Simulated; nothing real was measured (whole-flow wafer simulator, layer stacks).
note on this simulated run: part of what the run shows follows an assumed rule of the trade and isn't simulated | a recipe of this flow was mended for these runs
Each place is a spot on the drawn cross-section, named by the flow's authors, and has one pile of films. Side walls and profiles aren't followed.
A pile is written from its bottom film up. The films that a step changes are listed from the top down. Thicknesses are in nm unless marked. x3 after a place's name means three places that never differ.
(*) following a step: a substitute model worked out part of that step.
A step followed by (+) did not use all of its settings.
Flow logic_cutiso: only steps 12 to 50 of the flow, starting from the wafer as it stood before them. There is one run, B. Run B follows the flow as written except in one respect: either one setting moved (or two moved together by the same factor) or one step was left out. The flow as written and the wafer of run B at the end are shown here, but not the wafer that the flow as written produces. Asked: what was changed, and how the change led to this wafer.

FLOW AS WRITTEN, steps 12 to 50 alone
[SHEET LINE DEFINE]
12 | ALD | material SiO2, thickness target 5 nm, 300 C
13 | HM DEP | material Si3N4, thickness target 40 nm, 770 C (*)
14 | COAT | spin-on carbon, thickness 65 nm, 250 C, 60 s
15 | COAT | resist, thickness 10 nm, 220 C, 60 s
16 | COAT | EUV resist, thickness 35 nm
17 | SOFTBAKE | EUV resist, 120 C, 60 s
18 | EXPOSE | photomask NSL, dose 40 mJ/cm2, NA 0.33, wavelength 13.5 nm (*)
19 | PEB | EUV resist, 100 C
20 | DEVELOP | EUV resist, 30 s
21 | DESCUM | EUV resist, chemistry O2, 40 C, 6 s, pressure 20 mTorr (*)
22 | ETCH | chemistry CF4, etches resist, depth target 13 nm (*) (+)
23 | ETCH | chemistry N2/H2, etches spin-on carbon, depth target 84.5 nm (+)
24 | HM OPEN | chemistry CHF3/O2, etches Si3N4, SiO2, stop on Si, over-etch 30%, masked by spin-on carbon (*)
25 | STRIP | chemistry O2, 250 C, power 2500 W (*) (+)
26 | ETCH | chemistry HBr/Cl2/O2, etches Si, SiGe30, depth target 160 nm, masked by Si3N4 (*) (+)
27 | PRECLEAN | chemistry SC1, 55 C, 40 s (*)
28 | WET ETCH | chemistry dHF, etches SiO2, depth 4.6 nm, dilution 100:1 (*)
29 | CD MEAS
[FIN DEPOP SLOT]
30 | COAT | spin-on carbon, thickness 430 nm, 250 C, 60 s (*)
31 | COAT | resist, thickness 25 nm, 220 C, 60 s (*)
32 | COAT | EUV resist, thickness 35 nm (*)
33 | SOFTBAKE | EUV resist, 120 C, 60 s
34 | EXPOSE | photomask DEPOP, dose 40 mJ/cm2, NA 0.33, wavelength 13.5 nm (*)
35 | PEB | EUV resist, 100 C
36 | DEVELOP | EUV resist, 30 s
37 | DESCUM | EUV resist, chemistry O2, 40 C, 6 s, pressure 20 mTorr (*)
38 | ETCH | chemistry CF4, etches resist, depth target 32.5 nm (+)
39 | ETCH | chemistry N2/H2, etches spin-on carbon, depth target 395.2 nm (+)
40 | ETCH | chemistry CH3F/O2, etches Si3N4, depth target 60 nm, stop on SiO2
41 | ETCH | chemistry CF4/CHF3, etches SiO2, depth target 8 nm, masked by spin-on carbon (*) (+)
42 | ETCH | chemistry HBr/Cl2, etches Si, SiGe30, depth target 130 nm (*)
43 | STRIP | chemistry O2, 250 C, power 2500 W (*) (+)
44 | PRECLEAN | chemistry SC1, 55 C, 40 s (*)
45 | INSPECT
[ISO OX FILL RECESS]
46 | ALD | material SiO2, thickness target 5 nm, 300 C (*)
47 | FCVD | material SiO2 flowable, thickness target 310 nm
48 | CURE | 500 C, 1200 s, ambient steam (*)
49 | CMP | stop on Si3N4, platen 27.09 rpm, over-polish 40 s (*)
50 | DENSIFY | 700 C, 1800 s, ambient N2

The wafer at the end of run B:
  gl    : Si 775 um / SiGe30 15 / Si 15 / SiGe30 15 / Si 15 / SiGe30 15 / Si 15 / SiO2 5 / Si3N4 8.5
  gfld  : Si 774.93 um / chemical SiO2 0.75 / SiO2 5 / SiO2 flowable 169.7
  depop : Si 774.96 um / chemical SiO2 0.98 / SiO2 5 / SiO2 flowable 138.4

Cause: step 13, HM DEP: 747 C was run, while the flow as written has 770 C.

How this came from the change, step by step:
  13 | HM DEP | material Si3N4, thickness target 40 nm, 770 C (*)
      depop, dpovl, gfld and 19 more: +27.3 Si3N4 (new film) (it would be, as written: +40 Si3N4 (new film))
  24 | HM OPEN | chemistry CHF3/O2, etches Si3N4, SiO2, stop on Si, over-etch 30%, masked by spin-on carbon (*)
      depop, gl, glp and 12 more: -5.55 resist (all of it), -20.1 spin-on carbon (it would be, as written: -5.55 resist (all of it), -31.1 spin-on carbon)
      dpovl, gfld, gxf, iso, isow, lnri, nsgap: -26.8 Si3N4 (all of it), -5 SiO2 (all of it), -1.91 Si (it would be, as written: -39.4 Si3N4 (all of it), -5 SiO2 (all of it), -2.67 Si)
  25 | STRIP | chemistry O2, 250 C, power 2500 W (*) (+)
      depop, gl, glp and 12 more: -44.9 spin-on carbon (all of it) (it would be, as written: -33.9 spin-on carbon (all of it))
  26 | ETCH | chemistry HBr/Cl2/O2, etches Si, SiGe30, depth target 160 nm, masked by Si3N4 (*) (+)
      dpovl, gfld, gxf, iso, isow, lnri, nsgap: -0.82 chemical SiO2 (all of it), -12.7 Si (all of it), -15 SiGe30 (all of it), -15 Si (all of it), -15 SiGe30 (all of it), -15 Si (all of it), -15 SiGe30 (all of it), -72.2 Si (it would be, as written: -0.82 chemical SiO2 (all of it), -12 Si (all of it), -15 SiGe30 (all of it), -15 Si (all of it), -15 SiGe30 (all of it), -15 Si (all of it), -15 SiGe30 (all of it), -73 Si)
  30 | COAT | spin-on carbon, thickness 430 nm, 250 C, 60 s (*)
      depop: +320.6 spin-on carbon (new film) (it would be, as written: +312.3 spin-on carbon (new film))
      ns: +320.5 spin-on carbon (new film) (it would be, as written: +312.3 spin-on carbon (new film))
  39 | ETCH | chemistry N2/H2, etches spin-on carbon, depth target 395.2 nm (+)
      depop: -316.8 spin-on carbon (all of it), -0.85 Si3N4 (it would be, as written: -308.6 spin-on carbon (all of it), -0.94 Si3N4)
  40 | ETCH | chemistry CH3F/O2, etches Si3N4, depth target 60 nm, stop on SiO2
      gfld, gl, glp and 17 more: -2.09 resist (it would be, as written: -4.6 resist)
      depop: -9.43 Si3N4 (all of it), -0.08 SiO2 (it would be, as written: -22 Si3N4 (all of it), -0.08 SiO2)
      (as well as at 1 more place)
  41 | ETCH | chemistry CF4/CHF3, etches SiO2, depth target 8 nm, masked by spin-on carbon (*) (+)
      gfld: -8 resist (it would be, as written: -7.79 resist (all of it), -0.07 spin-on carbon)
      gl: -8 resist (it would be, as written: -6.59 resist (all of it), -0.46 spin-on carbon)
      (as well as at 18 more places)
  42 | ETCH | chemistry HBr/Cl2, etches Si, SiGe30, depth target 130 nm (*)
      isow, ns: -1.05 resist (all of it), -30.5 spin-on carbon (it would be, as written: -32 spin-on carbon)
      gfld: -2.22 resist (all of it), -28.9 spin-on carbon (it would be, as written: -32 spin-on carbon)
      (as well as at 12 more places)
  43 | STRIP | chemistry O2, 250 C, power 2500 W (*) (+)
      ns: -290 spin-on carbon (all of it) (it would be, as written: -279.8 spin-on carbon (all of it))
  47 | FCVD | material SiO2 flowable, thickness target 310 nm
      gfld, gxf, iso, lnri: +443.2 SiO2 flowable (new film) (it would be, as written: +453.2 SiO2 flowable (new film))
      ns: +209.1 SiO2 flowable (new film) (it would be, as written: +201.1 SiO2 flowable (new film))
  49 | CMP | stop on Si3N4, platen 27.09 rpm, over-polish 40 s (*)
      depop: -208.2 SiO2 flowable (it would be, as written: -200.4 SiO2 flowable)
      dpovl: -208.1 SiO2 flowable (it would be, as written: -200.3 SiO2 flowable)
      (as well as at 3 more places)
